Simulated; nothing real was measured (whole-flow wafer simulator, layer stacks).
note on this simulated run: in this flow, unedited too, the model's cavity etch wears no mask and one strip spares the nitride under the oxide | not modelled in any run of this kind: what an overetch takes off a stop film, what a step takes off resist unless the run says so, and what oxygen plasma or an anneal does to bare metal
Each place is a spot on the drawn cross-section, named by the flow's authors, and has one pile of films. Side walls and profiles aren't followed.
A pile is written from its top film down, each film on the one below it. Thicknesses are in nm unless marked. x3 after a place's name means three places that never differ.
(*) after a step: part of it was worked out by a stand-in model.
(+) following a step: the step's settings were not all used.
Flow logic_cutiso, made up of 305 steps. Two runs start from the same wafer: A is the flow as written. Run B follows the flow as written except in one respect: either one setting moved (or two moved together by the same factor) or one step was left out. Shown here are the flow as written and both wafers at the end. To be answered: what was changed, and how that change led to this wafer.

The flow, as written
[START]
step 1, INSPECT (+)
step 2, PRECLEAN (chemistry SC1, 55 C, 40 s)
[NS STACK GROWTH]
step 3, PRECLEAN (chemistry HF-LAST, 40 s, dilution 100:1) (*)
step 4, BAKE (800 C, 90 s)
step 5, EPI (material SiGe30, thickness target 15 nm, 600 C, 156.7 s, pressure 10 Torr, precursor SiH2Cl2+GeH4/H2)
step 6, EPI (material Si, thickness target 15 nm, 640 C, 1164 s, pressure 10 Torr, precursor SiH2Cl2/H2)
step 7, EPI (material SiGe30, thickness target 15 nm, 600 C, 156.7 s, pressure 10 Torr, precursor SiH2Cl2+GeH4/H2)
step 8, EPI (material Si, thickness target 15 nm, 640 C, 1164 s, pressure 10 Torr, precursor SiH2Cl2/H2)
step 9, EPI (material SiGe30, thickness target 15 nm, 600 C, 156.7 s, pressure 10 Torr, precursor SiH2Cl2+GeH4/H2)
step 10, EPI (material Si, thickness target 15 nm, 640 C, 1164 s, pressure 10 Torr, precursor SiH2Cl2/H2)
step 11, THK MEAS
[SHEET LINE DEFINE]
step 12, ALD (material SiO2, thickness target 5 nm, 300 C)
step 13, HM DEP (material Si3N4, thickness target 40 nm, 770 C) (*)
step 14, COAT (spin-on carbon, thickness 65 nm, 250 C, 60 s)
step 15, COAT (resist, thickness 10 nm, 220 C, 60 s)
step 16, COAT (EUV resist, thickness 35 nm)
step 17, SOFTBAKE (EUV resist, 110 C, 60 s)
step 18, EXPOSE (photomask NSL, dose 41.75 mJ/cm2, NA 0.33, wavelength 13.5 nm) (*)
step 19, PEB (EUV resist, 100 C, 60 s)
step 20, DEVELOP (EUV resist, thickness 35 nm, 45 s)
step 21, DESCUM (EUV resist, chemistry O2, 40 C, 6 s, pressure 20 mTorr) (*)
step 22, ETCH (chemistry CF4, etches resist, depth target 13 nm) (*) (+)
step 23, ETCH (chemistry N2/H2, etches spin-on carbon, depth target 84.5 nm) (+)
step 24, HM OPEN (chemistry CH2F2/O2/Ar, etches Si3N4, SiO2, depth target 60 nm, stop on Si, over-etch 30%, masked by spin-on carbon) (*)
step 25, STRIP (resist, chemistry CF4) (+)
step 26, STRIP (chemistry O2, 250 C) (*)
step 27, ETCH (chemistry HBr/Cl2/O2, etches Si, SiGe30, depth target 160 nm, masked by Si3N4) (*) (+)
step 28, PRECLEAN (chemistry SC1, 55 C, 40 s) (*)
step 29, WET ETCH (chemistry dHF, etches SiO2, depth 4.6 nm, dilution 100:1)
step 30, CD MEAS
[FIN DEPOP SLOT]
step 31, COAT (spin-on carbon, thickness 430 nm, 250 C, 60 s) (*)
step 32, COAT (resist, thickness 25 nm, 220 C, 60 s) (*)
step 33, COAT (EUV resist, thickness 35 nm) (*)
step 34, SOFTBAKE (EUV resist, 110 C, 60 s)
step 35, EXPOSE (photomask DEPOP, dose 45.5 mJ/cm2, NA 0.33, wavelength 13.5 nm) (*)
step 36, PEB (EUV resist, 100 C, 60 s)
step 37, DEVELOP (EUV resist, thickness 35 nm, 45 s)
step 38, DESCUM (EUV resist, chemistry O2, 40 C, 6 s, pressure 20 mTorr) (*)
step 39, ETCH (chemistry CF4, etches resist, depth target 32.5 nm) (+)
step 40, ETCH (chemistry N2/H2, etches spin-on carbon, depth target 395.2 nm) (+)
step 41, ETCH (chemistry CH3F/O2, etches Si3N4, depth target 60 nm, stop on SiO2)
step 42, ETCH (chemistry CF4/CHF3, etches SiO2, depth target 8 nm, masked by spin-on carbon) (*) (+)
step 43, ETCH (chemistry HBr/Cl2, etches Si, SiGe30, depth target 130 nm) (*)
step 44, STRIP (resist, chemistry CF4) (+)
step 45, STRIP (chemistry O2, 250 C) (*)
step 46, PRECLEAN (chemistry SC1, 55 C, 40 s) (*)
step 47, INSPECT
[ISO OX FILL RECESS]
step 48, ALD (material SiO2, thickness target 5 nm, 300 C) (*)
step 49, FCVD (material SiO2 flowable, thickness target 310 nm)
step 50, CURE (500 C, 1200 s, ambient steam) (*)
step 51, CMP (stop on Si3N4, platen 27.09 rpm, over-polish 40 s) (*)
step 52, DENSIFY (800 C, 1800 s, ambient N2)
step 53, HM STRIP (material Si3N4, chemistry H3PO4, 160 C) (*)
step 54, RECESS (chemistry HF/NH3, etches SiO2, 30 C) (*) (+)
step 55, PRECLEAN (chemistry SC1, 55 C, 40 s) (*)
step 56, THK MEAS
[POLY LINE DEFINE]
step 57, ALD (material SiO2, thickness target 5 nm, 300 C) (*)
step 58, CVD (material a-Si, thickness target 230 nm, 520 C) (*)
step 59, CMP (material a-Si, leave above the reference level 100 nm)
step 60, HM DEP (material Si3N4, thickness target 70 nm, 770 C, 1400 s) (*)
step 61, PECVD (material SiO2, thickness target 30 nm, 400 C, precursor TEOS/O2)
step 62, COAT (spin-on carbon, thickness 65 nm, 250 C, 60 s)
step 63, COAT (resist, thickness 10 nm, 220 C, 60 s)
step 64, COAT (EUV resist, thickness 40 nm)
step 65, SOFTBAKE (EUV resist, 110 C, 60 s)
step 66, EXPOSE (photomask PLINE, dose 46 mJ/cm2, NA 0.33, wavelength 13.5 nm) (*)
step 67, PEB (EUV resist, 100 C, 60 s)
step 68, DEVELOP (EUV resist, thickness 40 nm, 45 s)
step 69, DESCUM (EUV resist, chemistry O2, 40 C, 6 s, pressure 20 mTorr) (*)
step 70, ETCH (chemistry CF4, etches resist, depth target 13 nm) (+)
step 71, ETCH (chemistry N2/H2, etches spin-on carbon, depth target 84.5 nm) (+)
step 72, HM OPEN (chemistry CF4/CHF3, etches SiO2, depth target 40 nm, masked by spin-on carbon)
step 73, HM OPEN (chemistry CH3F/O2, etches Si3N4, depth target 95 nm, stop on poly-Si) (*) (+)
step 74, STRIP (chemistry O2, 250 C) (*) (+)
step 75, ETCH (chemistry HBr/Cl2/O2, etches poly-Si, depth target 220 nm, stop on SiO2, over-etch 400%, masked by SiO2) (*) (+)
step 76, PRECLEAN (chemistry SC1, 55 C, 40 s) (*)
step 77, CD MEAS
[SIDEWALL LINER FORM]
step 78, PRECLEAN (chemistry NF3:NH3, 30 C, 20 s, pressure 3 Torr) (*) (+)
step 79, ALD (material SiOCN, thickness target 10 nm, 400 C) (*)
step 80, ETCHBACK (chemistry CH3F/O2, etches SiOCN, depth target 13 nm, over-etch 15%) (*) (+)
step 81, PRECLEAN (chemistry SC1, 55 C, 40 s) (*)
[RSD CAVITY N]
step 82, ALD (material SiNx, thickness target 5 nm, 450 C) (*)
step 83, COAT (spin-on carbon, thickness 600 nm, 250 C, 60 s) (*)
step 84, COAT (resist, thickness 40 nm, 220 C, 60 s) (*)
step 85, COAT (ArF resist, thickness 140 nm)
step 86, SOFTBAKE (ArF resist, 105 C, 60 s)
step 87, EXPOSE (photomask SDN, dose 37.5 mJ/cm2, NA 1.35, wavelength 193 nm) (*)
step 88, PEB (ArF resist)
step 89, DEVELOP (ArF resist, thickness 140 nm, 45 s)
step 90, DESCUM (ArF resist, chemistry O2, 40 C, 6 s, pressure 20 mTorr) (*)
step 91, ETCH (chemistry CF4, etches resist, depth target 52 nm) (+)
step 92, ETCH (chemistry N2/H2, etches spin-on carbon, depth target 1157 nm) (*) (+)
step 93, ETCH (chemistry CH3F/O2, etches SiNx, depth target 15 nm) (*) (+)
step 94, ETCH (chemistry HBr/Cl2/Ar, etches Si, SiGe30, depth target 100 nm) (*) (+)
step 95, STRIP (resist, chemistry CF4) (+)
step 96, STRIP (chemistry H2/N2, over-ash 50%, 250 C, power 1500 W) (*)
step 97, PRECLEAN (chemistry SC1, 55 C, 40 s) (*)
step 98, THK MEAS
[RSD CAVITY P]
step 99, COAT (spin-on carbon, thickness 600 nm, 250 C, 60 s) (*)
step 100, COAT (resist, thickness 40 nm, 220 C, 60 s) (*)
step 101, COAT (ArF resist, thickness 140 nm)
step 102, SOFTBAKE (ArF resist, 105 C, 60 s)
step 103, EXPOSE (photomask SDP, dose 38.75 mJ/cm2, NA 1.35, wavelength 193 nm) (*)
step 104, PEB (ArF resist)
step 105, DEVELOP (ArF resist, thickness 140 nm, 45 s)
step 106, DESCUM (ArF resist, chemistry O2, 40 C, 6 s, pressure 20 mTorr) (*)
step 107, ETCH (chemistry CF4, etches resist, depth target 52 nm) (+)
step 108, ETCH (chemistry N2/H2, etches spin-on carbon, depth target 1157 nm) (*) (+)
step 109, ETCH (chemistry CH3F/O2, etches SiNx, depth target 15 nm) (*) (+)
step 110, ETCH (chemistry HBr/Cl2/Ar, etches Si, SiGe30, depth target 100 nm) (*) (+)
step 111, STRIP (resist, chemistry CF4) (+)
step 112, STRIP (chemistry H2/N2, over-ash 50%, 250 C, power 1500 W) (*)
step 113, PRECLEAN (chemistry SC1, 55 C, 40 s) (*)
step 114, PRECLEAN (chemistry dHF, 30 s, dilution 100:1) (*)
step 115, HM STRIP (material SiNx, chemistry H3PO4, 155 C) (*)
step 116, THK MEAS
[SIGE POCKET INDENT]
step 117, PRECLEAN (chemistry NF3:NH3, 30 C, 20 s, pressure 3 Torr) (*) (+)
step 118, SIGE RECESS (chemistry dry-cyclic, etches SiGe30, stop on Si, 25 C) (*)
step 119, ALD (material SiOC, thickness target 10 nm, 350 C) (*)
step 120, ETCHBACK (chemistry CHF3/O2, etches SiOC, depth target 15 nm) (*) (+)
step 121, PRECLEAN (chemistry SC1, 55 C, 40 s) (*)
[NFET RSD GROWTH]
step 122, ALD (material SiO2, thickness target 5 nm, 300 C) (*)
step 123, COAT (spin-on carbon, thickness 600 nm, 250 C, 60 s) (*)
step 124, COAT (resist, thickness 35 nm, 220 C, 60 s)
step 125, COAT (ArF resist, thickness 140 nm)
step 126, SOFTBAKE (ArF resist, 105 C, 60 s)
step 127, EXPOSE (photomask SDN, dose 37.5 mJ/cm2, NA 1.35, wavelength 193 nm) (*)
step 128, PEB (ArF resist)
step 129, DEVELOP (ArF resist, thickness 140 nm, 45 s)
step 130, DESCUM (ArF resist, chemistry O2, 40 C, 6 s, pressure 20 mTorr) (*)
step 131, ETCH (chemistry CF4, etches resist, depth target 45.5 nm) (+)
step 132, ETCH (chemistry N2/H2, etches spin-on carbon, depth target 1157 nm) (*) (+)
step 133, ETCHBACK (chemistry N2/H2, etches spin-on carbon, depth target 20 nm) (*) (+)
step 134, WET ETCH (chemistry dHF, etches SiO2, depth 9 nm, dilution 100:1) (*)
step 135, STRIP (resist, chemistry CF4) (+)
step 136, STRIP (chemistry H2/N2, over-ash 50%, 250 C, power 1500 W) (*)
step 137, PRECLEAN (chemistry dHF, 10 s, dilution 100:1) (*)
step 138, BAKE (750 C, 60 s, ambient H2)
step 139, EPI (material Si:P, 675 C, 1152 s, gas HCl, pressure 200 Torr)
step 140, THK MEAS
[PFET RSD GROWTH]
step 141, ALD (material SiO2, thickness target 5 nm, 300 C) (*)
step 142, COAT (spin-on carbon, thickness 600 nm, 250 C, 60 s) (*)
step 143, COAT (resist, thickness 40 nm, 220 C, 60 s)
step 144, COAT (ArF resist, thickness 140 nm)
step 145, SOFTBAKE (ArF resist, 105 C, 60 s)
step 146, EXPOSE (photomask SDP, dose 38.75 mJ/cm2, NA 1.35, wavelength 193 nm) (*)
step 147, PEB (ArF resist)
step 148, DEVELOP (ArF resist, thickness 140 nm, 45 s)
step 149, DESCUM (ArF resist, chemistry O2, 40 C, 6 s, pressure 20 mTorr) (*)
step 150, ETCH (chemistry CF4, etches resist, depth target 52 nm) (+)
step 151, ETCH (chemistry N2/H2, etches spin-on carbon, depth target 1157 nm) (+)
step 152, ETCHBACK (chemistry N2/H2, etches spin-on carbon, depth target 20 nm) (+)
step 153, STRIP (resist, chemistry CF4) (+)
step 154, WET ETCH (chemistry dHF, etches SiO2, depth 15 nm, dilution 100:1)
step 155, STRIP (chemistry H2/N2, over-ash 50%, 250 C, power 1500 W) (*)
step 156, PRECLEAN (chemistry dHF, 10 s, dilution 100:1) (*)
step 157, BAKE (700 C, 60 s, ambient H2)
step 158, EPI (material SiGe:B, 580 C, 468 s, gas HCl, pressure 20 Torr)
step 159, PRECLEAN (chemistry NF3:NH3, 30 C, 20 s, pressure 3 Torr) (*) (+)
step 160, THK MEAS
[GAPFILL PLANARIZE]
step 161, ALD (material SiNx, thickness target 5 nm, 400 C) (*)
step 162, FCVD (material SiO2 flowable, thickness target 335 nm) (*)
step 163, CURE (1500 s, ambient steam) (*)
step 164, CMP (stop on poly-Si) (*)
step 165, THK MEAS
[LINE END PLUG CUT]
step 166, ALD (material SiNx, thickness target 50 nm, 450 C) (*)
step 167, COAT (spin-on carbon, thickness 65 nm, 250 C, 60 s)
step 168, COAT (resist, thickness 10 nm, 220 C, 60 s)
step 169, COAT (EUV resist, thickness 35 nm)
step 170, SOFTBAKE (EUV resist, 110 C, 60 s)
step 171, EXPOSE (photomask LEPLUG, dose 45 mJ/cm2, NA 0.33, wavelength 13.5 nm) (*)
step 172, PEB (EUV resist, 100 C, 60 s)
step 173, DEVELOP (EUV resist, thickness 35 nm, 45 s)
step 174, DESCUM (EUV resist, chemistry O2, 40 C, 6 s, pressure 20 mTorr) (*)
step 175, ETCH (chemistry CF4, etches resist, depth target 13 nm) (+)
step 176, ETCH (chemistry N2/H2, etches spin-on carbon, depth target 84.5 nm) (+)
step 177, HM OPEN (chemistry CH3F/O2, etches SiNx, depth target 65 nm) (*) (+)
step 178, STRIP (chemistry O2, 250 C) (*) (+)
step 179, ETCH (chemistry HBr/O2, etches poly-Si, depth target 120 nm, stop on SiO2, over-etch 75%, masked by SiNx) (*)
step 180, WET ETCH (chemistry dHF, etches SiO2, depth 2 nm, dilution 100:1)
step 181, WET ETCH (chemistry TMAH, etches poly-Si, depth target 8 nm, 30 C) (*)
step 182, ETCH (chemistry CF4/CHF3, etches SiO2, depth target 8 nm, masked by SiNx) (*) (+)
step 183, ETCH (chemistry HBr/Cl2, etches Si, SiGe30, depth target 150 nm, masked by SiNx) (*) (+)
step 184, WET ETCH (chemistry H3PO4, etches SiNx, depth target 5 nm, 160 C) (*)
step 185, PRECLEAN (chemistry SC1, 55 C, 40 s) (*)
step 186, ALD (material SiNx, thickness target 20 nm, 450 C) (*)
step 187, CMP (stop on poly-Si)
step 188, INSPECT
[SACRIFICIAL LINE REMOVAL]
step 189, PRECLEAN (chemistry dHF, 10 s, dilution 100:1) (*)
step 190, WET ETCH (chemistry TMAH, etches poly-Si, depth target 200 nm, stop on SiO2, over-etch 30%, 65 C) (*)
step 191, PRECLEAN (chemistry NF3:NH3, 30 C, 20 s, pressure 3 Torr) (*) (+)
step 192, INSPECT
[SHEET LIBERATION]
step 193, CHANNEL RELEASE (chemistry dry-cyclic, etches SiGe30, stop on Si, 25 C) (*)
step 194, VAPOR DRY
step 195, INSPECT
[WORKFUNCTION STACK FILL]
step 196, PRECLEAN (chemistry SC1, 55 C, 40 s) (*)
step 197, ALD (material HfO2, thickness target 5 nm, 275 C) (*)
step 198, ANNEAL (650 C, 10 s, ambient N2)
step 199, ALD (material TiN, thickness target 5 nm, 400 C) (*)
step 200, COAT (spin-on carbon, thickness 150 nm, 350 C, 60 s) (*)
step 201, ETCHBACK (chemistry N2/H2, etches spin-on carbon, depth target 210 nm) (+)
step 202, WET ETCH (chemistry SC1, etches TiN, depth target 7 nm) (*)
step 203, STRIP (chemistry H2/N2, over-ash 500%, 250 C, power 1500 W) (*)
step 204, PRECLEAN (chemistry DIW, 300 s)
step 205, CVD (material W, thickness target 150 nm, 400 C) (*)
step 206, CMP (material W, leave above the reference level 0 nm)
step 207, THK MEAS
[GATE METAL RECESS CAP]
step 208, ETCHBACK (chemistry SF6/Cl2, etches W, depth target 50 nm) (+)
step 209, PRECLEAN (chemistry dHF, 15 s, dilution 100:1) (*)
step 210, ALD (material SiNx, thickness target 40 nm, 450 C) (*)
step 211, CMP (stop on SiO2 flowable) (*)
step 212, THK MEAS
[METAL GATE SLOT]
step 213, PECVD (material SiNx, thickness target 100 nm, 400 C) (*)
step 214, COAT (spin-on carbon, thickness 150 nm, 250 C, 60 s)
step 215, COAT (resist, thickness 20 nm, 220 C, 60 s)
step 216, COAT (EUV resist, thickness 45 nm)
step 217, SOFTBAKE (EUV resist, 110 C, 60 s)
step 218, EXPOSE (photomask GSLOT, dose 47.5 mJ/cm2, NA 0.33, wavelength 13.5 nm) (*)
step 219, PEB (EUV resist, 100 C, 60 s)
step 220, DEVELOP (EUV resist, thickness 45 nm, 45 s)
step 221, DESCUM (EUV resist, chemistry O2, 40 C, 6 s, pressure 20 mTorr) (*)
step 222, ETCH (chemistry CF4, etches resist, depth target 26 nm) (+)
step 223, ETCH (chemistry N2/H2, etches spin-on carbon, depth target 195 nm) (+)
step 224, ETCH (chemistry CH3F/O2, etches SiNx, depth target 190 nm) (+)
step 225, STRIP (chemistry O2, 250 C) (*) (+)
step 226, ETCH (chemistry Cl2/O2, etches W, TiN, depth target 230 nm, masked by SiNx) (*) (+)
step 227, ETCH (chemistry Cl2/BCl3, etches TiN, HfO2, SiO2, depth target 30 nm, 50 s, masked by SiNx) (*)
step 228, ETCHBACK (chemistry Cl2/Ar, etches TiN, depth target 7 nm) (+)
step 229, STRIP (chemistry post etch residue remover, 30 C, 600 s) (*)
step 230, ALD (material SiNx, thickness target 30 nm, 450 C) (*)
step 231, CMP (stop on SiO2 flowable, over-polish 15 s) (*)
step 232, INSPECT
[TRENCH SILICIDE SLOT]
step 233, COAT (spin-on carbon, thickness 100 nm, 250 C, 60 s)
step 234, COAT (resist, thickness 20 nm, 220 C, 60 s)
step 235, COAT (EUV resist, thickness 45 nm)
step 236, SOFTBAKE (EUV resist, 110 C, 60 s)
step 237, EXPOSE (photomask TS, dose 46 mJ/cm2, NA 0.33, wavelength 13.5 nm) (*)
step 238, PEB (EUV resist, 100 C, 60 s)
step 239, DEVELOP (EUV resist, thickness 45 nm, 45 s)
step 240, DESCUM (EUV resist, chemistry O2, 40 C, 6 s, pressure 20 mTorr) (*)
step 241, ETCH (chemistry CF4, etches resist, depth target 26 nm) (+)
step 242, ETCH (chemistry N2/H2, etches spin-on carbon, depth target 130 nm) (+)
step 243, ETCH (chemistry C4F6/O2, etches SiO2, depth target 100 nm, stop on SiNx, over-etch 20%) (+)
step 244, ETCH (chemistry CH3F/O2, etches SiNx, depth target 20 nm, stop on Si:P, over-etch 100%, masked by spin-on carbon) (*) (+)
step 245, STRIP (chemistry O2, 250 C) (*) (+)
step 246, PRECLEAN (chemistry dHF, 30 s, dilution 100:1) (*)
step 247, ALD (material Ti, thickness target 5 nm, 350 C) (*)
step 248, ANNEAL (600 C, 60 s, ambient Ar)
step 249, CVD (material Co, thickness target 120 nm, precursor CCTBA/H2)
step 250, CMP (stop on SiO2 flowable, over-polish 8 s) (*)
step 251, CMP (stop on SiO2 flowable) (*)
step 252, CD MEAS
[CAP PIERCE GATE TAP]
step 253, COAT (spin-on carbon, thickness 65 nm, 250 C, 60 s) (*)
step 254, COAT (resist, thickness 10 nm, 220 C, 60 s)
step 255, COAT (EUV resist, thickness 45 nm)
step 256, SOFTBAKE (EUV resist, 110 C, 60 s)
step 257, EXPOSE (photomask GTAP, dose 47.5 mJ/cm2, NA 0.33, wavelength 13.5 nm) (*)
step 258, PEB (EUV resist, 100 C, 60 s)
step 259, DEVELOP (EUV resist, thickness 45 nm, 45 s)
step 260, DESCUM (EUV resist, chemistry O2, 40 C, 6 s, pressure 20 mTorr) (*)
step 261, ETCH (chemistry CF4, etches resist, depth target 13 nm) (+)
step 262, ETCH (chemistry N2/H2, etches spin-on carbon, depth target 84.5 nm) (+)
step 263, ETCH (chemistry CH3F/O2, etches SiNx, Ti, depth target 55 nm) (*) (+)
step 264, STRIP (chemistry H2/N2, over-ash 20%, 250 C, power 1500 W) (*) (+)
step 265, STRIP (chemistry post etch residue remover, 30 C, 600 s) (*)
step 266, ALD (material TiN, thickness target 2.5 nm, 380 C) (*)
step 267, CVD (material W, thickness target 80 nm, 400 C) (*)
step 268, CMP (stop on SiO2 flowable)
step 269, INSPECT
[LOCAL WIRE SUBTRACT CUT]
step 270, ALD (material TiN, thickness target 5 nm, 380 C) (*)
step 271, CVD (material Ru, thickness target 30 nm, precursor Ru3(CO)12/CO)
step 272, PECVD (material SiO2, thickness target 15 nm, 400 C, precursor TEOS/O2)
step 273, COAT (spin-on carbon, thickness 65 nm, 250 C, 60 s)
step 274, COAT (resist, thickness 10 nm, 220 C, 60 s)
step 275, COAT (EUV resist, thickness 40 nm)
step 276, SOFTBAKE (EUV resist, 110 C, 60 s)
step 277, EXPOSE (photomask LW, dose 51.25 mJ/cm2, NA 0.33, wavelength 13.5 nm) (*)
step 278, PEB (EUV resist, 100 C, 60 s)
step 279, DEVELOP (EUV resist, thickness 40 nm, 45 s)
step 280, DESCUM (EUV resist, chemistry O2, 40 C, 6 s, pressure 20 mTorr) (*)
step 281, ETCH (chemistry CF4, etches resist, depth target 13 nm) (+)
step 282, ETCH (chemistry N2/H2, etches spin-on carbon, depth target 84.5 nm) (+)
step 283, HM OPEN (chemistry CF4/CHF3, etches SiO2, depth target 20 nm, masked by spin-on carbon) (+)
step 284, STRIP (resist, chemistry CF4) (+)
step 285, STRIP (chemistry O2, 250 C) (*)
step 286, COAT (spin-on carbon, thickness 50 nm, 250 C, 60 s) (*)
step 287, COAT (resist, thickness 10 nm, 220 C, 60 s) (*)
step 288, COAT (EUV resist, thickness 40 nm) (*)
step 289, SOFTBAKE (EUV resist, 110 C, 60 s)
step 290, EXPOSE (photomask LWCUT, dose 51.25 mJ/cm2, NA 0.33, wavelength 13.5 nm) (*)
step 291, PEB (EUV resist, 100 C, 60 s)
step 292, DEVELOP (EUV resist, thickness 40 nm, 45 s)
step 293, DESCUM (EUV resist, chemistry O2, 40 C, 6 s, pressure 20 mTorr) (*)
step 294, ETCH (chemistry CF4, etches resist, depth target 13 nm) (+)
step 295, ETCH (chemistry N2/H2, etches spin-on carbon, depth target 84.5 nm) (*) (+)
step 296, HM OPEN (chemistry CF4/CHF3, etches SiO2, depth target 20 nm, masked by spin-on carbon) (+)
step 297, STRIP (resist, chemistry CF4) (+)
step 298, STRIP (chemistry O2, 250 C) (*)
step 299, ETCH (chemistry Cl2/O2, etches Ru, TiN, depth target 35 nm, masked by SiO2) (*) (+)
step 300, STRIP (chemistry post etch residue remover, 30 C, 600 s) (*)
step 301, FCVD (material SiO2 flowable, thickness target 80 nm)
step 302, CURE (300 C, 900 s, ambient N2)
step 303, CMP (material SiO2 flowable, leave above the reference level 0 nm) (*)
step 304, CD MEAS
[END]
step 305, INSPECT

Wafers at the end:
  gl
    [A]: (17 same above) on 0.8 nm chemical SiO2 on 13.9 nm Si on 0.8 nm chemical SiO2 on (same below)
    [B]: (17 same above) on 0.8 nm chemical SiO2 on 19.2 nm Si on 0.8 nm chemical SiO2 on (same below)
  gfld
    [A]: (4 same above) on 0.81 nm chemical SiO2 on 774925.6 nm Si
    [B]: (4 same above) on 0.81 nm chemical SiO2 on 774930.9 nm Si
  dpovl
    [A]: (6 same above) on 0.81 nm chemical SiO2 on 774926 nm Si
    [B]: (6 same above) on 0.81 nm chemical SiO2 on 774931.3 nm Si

The reason: step 6, EPI: thickness target 20.2 nm was run, though the flow has thickness target 15 nm; step 6, EPI: 1572 s was run, where the flow has 1164 s.

How this came from the change, step by step:
  step 6, EPI (material Si, thickness target 15 nm, 640 C, 1164 s, pressure 10 Torr, precursor SiH2Cl2/H2)
      depop, dpovl, gfld and 19 more: A +15 Si (new film) | B +20.3 Si (new film)
  step 27, ETCH (chemistry HBr/Cl2/O2, etches Si, SiGe30, depth target 160 nm, masked by Si3N4) (*) (+)
      gfld, gxf, iso, lnri: A -0.79 chemical SiO2 (all of it), -11.4 Si (all of it), -15 SiGe30 (all of it), -15 Si (all of it), -15 SiGe30 (all of it), -15 Si (all of it), -15 SiGe30 (all of it), -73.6 Si | B -0.79 chemical SiO2 (all of it), -11.4 Si (all of it), -15 SiGe30 (all of it), -15 Si (all of it), -15 SiGe30 (all of it), -20.3 Si (all of it), -15 SiGe30 (all of it), -68.4 Si
      dpovl, nsgap: A -0.79 chemical SiO2 (all of it), -11.8 Si (all of it), -15 SiGe30 (all of it), -15 Si (all of it), -15 SiGe30 (all of it), -15 Si (all of it), -15 SiGe30 (all of it), -73.2 Si | B -0.79 chemical SiO2 (all of it), -11.8 Si (all of it), -15 SiGe30 (all of it), -15 Si (all of it), -15 SiGe30 (all of it), -20.3 Si (all of it), -15 SiGe30 (all of it), -68 Si
      (and at 1 other place as well)
  step 43, ETCH (chemistry HBr/Cl2, etches Si, SiGe30, depth target 130 nm) (*)
      depop: A -14 Si (all of it), -15 SiGe30 (all of it), -15 Si (all of it), -15 SiGe30 (all of it), -15 Si (all of it), -15 SiGe30 (all of it), -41 Si | B -14 Si (all of it), -15 SiGe30 (all of it), -15 Si (all of it), -15 SiGe30 (all of it), -20.3 Si (all of it), -15 SiGe30 (all of it), -35.7 Si
  step 94, ETCH (chemistry HBr/Cl2/Ar, etches Si, SiGe30, depth target 100 nm) (*) (+)
      rsdn, rsdx: A -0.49 chemical SiO2 (all of it), -12.8 Si (all of it), -15 SiGe30 (all of it), -15 Si (all of it), -15 SiGe30 (all of it), -15 Si (all of it), -15 SiGe30 (all of it), -12.2 Si | B -0.49 chemical SiO2 (all of it), -12.8 Si (all of it), -15 SiGe30 (all of it), -15 Si (all of it), -15 SiGe30 (all of it), -20.3 Si (all of it), -15 SiGe30 (all of it), -6.91 Si
  step 110, ETCH (chemistry HBr/Cl2/Ar, etches Si, SiGe30, depth target 100 nm) (*) (+)
      rsdp, rsdw: A -0.49 chemical SiO2 (all of it), -12.8 Si (all of it), -15 SiGe30 (all of it), -15 Si (all of it), -15 SiGe30 (all of it), -15 Si (all of it), -15 SiGe30 (all of it), -12.2 Si | B -0.49 chemical SiO2 (all of it), -12.8 Si (all of it), -15 SiGe30 (all of it), -15 Si (all of it), -15 SiGe30 (all of it), -20.3 Si (all of it), -15 SiGe30 (all of it), -6.91 Si
  step 183, ETCH (chemistry HBr/Cl2, etches Si, SiGe30, depth target 150 nm, masked by SiNx) (*) (+)
      plug: A -13.6 Si (all of it), -15 SiGe30 (all of it), -15 Si (all of it), -15 SiGe30 (all of it), -15 Si (all of it), -15 SiGe30 (all of it), -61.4 Si | B -13.6 Si (all of it), -15 SiGe30 (all of it), -15 Si (all of it), -15 SiGe30 (all of it), -20.3 Si (all of it), -15 SiGe30 (all of it), -56.2 Si
